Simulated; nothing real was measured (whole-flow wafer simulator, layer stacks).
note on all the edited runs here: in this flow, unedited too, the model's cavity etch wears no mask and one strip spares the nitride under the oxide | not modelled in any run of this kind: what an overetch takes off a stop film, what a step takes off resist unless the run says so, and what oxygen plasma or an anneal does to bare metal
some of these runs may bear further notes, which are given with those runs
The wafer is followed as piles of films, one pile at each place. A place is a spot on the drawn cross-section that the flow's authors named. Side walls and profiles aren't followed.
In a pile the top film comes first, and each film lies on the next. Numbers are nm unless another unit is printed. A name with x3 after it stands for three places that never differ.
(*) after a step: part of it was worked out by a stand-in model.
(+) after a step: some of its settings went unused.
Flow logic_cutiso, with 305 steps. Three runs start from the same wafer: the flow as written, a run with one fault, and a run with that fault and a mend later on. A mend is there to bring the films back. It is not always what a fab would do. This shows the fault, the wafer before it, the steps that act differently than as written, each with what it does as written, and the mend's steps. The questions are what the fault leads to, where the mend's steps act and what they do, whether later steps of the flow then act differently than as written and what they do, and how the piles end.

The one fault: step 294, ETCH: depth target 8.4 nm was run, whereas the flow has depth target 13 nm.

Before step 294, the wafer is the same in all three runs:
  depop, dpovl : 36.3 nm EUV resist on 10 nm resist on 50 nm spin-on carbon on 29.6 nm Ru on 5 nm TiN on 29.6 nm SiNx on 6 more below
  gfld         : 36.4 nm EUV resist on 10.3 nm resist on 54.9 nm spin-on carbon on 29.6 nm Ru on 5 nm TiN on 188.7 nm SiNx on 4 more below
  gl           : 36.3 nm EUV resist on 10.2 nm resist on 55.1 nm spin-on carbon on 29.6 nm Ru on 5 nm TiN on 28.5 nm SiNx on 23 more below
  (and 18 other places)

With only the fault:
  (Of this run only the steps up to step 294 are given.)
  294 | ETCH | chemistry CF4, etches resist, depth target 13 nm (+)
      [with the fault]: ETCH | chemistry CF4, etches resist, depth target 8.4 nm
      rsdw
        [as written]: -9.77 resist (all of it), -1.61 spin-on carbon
        [with the fault]: -8.4 resist
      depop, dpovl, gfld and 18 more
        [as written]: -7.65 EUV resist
        [with the fault]: -4.94 EUV resist
  The piles after step 294 differ from the flow's at depop, dpovl, gfld and 19 more by more than 2% or 0.5 nm, whichever is larger.
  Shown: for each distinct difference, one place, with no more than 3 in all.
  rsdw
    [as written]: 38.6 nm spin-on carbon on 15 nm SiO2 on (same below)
    [with the fault]: 1.37 nm resist on 40.2 nm spin-on carbon on 15 nm SiO2 on (same below)
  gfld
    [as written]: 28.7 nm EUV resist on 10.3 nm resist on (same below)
    [with the fault]: 31.4 nm EUV resist on 10.3 nm resist on (same below)
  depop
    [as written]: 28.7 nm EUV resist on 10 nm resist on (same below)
    [with the fault]: 31.4 nm EUV resist on 10 nm resist on (same below)

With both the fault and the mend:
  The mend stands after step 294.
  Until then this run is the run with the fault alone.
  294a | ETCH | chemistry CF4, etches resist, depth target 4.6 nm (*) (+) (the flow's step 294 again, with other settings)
      depop, dpovl, gfld and 18 more
        -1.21 EUV resist
      rsdw
        -1.37 resist (all of it), -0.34 spin-on carbon
  Steps further on in the flow that do not act as written (not shown: 2 more steps that differ only slightly, by at most 2% or 0.5 nm, whichever is larger):
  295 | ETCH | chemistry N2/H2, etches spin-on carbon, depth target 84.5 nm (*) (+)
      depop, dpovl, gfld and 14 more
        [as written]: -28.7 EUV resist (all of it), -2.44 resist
        [with the mend]: -30.2 EUV resist (all of it), -2.5 resist
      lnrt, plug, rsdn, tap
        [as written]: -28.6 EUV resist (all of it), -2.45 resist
        [with the mend]: -30.1 EUV resist (all of it), -2.5 resist
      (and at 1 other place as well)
  The piles end the same as the flow's at every place that both follow.
